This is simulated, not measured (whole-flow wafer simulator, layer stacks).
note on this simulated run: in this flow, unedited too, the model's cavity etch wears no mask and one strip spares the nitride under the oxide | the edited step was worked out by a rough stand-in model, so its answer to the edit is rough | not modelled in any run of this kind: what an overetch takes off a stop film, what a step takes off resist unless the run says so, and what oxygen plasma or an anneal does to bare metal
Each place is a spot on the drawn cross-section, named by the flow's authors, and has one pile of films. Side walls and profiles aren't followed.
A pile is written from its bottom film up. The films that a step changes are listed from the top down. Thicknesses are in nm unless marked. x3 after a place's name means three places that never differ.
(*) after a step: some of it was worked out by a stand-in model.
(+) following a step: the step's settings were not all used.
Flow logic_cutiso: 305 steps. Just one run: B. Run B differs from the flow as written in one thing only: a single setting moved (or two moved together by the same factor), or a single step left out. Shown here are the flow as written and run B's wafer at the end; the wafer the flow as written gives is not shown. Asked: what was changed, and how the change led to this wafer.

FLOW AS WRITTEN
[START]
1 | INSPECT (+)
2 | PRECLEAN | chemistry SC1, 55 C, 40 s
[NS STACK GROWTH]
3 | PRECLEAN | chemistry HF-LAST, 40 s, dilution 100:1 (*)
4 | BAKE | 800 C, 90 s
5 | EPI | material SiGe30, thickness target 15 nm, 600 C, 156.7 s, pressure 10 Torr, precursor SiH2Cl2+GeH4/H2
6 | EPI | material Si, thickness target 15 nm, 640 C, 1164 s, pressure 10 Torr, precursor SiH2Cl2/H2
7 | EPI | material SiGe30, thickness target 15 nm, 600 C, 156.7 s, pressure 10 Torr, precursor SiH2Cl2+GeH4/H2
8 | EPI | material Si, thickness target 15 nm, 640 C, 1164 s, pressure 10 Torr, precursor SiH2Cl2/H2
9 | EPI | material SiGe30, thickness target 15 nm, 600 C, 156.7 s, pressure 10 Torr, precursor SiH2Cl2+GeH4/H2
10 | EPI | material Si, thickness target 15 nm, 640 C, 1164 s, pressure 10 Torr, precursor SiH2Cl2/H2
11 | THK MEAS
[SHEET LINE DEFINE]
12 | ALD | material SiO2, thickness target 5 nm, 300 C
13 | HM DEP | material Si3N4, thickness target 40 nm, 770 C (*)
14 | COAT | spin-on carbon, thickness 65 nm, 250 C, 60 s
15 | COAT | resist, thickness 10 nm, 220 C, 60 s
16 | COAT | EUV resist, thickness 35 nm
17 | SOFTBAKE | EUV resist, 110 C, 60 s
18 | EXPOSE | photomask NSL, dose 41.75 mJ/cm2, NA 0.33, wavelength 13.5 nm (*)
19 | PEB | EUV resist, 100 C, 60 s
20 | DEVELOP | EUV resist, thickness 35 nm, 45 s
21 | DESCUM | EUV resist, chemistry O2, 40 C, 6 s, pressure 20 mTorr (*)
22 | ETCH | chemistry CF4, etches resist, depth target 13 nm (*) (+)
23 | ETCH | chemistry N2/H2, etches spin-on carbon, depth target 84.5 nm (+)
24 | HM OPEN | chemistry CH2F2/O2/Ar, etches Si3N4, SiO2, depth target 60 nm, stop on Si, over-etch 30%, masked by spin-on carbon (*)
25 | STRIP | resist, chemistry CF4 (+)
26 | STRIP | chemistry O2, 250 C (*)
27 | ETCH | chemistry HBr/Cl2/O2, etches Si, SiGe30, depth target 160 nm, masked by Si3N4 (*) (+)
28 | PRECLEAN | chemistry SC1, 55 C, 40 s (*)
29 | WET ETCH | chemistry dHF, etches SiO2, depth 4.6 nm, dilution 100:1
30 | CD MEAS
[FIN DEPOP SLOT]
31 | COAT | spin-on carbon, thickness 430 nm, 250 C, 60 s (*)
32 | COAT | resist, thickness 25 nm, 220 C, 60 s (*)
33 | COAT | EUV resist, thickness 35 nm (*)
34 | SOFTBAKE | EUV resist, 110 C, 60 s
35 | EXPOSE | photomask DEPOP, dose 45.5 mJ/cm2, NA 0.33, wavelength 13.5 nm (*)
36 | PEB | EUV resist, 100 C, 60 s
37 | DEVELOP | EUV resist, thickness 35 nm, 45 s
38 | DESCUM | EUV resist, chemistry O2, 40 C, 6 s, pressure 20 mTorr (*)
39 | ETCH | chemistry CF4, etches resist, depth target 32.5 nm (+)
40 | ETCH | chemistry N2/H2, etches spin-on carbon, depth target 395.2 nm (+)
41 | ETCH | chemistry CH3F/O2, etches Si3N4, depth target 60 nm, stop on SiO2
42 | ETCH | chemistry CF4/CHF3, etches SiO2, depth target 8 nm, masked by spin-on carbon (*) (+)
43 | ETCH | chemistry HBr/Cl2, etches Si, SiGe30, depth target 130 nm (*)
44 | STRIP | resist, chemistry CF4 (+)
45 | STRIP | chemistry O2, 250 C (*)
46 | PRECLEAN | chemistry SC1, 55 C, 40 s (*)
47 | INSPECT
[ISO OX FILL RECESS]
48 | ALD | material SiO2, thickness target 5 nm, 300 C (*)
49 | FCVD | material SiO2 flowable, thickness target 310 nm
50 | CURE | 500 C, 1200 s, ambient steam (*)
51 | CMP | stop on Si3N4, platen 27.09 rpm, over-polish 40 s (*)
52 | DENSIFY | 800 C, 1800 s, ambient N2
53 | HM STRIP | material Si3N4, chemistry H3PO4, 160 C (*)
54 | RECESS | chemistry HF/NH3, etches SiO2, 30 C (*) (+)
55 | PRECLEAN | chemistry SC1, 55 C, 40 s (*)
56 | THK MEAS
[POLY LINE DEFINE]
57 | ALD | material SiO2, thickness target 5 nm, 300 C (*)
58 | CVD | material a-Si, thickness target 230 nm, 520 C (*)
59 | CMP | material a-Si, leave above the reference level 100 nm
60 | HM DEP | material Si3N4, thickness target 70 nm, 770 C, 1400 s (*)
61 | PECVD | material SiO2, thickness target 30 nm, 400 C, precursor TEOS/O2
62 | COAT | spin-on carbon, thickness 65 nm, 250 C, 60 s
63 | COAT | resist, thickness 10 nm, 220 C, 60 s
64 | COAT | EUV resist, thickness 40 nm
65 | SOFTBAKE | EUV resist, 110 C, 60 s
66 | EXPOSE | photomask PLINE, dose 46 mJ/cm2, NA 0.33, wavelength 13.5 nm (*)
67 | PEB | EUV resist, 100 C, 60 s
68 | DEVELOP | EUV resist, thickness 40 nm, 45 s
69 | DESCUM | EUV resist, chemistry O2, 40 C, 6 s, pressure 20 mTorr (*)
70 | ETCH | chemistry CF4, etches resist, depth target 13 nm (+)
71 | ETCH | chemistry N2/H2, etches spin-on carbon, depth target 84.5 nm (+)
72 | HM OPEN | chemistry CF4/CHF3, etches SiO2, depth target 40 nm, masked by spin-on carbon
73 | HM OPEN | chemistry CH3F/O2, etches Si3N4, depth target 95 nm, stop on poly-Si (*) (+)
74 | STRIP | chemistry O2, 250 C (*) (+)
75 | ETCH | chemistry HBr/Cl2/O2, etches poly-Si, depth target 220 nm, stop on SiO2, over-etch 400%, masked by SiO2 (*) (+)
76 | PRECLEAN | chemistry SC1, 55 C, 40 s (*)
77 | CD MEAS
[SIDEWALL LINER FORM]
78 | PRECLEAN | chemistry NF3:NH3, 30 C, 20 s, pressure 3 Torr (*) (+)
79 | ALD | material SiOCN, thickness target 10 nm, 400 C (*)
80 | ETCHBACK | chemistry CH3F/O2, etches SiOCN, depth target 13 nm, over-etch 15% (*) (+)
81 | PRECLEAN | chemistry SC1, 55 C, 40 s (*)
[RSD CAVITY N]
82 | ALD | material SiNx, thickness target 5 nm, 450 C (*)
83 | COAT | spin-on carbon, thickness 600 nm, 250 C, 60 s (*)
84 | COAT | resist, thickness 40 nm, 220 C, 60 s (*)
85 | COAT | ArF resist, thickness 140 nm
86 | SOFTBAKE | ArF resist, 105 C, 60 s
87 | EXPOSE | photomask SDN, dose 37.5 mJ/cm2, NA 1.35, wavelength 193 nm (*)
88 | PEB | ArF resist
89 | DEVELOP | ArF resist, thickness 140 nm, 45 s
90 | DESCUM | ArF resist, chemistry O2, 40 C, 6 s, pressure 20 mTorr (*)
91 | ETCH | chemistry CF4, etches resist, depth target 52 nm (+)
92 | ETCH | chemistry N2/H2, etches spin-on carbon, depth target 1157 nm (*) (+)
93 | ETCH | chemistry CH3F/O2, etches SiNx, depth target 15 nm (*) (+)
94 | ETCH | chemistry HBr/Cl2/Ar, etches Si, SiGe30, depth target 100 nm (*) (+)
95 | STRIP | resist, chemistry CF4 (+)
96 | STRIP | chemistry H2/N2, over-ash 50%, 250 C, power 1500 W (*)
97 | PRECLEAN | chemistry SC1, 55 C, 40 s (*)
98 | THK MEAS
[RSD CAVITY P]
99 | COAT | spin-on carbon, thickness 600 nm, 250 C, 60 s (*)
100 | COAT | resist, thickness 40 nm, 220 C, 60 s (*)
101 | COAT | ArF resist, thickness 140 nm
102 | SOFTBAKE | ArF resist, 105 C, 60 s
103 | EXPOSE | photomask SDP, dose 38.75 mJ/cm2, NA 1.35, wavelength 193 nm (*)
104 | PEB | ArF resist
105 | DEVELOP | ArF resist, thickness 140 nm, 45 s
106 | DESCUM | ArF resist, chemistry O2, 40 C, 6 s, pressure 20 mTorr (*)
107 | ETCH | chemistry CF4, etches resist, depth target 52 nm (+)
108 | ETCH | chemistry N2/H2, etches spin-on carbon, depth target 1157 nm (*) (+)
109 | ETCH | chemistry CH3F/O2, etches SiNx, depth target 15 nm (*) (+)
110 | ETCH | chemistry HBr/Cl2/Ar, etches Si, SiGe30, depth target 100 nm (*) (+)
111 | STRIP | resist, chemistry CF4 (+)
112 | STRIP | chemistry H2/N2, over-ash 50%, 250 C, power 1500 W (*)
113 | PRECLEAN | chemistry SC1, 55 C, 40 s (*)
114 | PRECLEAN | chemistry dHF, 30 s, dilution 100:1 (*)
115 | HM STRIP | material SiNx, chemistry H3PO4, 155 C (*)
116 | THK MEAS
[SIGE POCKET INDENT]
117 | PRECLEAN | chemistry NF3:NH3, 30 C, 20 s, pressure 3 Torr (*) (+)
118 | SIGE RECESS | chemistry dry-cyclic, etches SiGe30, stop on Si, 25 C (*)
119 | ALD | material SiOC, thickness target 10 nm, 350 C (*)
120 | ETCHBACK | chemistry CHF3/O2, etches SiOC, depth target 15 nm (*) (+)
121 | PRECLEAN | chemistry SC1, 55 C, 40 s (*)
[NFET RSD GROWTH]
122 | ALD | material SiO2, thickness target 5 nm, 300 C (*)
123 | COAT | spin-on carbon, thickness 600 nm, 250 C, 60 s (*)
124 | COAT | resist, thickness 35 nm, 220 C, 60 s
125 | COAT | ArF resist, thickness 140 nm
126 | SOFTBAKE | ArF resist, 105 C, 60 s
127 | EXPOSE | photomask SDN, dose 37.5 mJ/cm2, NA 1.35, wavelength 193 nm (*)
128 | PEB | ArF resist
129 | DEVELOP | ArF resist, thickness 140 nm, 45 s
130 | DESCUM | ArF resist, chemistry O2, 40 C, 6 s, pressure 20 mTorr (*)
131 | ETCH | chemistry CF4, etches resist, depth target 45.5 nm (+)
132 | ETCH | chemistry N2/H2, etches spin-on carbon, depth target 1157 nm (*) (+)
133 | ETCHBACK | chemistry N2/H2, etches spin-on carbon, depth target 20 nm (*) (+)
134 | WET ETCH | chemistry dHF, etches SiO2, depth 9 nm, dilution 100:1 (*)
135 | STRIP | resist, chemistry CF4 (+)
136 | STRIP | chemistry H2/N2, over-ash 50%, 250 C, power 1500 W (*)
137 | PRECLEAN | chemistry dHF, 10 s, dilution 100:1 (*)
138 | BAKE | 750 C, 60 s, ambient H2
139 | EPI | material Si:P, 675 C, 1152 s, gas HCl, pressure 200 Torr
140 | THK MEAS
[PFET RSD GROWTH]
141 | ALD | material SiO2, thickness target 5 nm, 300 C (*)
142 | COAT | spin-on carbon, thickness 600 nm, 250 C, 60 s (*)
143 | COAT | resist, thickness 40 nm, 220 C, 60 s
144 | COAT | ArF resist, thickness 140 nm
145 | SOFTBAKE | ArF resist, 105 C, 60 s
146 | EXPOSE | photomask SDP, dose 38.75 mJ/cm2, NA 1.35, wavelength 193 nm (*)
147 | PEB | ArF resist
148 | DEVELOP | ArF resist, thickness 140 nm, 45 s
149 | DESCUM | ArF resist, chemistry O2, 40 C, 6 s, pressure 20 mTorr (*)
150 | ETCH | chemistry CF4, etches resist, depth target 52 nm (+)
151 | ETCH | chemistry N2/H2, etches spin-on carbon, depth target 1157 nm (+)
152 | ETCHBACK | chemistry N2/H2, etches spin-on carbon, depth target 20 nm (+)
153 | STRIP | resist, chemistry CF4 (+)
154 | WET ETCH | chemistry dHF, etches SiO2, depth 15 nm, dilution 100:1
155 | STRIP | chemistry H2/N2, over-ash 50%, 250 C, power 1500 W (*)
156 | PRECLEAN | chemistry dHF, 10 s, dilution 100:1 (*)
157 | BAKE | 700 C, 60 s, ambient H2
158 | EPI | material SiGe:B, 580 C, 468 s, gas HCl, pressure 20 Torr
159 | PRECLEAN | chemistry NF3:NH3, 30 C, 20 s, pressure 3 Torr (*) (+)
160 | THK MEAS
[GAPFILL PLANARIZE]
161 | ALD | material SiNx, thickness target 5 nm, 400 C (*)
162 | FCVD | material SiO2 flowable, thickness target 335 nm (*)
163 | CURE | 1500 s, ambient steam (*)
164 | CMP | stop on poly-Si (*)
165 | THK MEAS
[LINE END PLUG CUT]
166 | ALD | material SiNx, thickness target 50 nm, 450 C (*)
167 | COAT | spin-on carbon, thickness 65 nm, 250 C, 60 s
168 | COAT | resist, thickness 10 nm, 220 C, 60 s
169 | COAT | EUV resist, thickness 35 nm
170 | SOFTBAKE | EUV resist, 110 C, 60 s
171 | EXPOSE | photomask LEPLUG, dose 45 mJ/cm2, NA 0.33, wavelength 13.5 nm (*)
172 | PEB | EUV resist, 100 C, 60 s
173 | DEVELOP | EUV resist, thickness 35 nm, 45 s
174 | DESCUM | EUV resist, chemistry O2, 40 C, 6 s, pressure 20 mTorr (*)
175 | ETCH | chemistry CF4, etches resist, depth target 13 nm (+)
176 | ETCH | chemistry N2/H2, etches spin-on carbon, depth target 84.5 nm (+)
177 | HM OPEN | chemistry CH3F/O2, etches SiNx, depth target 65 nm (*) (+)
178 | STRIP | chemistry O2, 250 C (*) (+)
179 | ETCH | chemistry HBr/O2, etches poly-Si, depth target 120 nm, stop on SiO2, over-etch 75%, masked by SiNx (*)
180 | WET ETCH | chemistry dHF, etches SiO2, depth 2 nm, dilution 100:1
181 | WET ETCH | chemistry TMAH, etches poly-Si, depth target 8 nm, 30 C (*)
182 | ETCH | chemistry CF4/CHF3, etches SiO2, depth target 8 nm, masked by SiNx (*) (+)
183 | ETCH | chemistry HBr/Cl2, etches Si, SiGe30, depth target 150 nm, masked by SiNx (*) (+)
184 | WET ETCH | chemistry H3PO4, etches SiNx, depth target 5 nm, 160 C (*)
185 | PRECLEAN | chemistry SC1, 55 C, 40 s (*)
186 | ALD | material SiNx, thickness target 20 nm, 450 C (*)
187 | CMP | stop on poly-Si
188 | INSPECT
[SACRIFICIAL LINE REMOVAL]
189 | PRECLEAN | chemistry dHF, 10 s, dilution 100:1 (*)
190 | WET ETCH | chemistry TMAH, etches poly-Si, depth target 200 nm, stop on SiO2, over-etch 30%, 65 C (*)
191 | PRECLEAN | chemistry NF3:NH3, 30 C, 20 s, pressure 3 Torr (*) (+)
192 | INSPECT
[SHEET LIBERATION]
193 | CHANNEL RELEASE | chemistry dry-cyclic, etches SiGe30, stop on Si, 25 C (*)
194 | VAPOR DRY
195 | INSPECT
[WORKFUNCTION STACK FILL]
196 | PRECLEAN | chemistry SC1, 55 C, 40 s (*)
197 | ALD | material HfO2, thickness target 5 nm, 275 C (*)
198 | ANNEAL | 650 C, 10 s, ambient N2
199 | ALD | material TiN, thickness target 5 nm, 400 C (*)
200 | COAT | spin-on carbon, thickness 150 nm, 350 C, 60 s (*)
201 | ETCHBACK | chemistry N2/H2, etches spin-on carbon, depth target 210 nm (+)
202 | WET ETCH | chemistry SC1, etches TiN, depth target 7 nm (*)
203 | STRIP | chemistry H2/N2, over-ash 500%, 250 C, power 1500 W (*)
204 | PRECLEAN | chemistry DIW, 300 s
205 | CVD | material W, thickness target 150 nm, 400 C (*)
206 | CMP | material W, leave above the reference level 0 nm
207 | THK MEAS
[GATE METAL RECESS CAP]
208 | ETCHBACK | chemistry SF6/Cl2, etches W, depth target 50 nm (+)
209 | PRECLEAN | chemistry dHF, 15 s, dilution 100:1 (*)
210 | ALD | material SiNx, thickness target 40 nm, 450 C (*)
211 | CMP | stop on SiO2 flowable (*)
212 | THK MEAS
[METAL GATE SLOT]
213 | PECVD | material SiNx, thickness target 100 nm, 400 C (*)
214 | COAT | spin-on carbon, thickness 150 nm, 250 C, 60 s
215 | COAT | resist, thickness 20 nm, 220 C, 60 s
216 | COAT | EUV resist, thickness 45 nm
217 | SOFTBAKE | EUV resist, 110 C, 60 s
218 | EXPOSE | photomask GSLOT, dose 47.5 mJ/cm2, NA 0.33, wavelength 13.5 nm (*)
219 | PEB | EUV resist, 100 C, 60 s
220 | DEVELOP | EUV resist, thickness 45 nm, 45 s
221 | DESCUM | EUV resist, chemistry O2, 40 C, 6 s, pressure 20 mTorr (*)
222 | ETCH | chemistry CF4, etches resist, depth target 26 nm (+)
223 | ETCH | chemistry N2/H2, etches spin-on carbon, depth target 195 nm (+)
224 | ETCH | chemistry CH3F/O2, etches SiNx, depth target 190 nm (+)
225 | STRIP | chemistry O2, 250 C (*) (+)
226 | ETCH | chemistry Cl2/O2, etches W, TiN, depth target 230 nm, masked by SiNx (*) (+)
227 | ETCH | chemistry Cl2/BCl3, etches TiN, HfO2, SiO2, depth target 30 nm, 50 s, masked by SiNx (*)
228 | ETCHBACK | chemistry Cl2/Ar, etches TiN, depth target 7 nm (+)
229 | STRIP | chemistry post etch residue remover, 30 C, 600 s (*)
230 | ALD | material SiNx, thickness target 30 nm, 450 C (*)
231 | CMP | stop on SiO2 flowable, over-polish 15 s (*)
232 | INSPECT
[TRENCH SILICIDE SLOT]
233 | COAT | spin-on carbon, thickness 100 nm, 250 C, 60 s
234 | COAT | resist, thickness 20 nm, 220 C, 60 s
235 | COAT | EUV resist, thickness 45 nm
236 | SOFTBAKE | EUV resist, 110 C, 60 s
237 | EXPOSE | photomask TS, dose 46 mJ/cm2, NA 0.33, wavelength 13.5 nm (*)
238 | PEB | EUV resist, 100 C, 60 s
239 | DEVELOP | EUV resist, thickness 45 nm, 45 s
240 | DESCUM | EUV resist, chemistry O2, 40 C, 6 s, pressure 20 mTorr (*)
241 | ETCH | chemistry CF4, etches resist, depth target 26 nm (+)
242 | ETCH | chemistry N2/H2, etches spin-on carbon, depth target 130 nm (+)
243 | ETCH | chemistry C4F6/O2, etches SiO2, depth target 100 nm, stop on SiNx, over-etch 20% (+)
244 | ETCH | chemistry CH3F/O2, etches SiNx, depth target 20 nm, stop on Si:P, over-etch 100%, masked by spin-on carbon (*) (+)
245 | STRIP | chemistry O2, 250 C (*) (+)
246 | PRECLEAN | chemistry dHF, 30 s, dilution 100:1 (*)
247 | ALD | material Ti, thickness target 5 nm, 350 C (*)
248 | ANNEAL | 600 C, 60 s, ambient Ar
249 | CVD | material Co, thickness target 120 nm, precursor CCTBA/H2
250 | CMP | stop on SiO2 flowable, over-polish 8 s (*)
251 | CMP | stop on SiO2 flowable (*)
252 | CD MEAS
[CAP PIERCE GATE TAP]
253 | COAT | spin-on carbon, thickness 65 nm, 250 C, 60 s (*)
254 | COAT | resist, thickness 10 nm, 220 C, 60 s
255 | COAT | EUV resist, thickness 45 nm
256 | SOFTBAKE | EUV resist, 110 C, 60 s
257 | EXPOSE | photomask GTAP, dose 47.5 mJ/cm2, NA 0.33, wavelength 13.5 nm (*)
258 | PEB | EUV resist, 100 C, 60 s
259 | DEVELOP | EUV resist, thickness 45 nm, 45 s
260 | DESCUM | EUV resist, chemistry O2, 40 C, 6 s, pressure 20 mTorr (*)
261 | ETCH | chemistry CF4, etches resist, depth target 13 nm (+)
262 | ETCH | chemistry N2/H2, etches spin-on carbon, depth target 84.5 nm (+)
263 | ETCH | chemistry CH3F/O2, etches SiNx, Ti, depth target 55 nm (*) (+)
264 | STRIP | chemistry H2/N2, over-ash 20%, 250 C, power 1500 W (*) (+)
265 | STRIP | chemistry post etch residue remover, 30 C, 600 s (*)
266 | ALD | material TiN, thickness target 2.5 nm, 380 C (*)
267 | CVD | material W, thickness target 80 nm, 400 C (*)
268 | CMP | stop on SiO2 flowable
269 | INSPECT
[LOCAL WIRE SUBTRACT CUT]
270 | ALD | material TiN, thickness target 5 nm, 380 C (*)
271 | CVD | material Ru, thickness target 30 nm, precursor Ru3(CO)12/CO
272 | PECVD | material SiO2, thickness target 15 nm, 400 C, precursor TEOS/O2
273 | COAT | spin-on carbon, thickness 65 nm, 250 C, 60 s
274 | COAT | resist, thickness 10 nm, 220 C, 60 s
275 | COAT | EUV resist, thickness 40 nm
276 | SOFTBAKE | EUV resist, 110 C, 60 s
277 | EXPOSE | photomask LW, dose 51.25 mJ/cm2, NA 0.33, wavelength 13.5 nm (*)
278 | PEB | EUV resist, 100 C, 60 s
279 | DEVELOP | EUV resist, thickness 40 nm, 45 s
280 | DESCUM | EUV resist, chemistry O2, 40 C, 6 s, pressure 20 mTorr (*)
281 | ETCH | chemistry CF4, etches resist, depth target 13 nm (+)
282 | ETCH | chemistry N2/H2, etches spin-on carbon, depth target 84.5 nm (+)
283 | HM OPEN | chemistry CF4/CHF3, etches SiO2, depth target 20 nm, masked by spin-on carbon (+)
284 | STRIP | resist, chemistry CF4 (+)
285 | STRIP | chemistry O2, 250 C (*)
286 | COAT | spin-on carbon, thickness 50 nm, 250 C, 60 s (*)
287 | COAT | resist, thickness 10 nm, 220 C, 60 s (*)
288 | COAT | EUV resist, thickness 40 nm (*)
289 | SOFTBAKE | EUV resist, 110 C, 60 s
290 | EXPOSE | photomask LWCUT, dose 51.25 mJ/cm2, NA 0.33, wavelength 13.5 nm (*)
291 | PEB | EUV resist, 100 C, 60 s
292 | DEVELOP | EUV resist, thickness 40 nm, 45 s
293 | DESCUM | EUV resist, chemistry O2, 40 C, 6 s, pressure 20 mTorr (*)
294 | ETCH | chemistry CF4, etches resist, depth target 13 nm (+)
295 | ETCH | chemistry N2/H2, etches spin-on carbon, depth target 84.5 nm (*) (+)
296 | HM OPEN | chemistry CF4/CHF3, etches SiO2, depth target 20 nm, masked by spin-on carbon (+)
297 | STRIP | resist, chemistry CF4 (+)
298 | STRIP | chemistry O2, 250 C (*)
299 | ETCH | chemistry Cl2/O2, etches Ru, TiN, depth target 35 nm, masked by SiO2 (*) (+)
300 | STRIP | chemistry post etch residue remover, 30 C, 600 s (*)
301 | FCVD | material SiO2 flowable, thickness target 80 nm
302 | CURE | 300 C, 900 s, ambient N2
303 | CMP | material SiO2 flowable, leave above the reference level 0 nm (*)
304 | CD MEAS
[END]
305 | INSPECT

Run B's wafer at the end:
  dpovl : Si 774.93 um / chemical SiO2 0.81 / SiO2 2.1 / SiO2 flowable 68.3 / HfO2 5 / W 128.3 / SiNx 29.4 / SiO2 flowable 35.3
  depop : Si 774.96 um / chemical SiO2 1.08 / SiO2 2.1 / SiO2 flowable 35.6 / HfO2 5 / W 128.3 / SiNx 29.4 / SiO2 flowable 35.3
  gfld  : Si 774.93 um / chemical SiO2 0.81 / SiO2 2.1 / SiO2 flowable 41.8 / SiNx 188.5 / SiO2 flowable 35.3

Cause: step 48, ALD: thickness target 2.1 nm was run, whereas the flow has thickness target 5 nm.
The wafer itself shows it: dpovl has SiO2 2.1, and step 48 as written asks for 5 nm.

The path from the change to this, step by step:
  48 | ALD | material SiO2, thickness target 5 nm, 300 C (*)
      depop, dpovl, gfld and 19 more: SiO2 gains 2.1 (new film) (it would be, as written: SiO2 gains 5 (new film))
  49 | FCVD | material SiO2 flowable, thickness target 310 nm
      dpovl, nsgap: SiO2 flowable gains 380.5 (new film) (it would be, as written: SiO2 flowable gains 392.6 (new film))
      depop: SiO2 flowable gains 347.8 (new film) (it would be, as written: SiO2 flowable gains 359.9 (new film))
      (and at 2 other places as well)
  51 | CMP | stop on Si3N4, platen 27.09 rpm, over-polish 40 s (*)
      gxn, gxp: SiO2 flowable loses 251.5 (all of it), SiO2 loses 2.1 (all of it), Si3N4 loses 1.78 (it would be, as written: SiO2 flowable loses 253 (all of it), SiO2 loses 5 (all of it), Si3N4 loses 1.78)
      lnrt, tap: SiO2 flowable loses 252.7 (all of it), SiO2 loses 2.1 (all of it), Si3N4 loses 1.78 (it would be, as written: SiO2 flowable loses 254.2 (all of it), SiO2 loses 5 (all of it), Si3N4 loses 1.78)
      (and at 14 other places as well)
  197 | ALD | material HfO2, thickness target 5 nm, 275 C (*)
      gxf: HfO2 gains 5 (new film) (it would be, as written: HfO2 gains 7.7 (new film))
  199 | ALD | material TiN, thickness target 5 nm, 400 C (*)
      gxf: TiN gains 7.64 (new film) (it would be, as written: TiN gains 5 (new film))
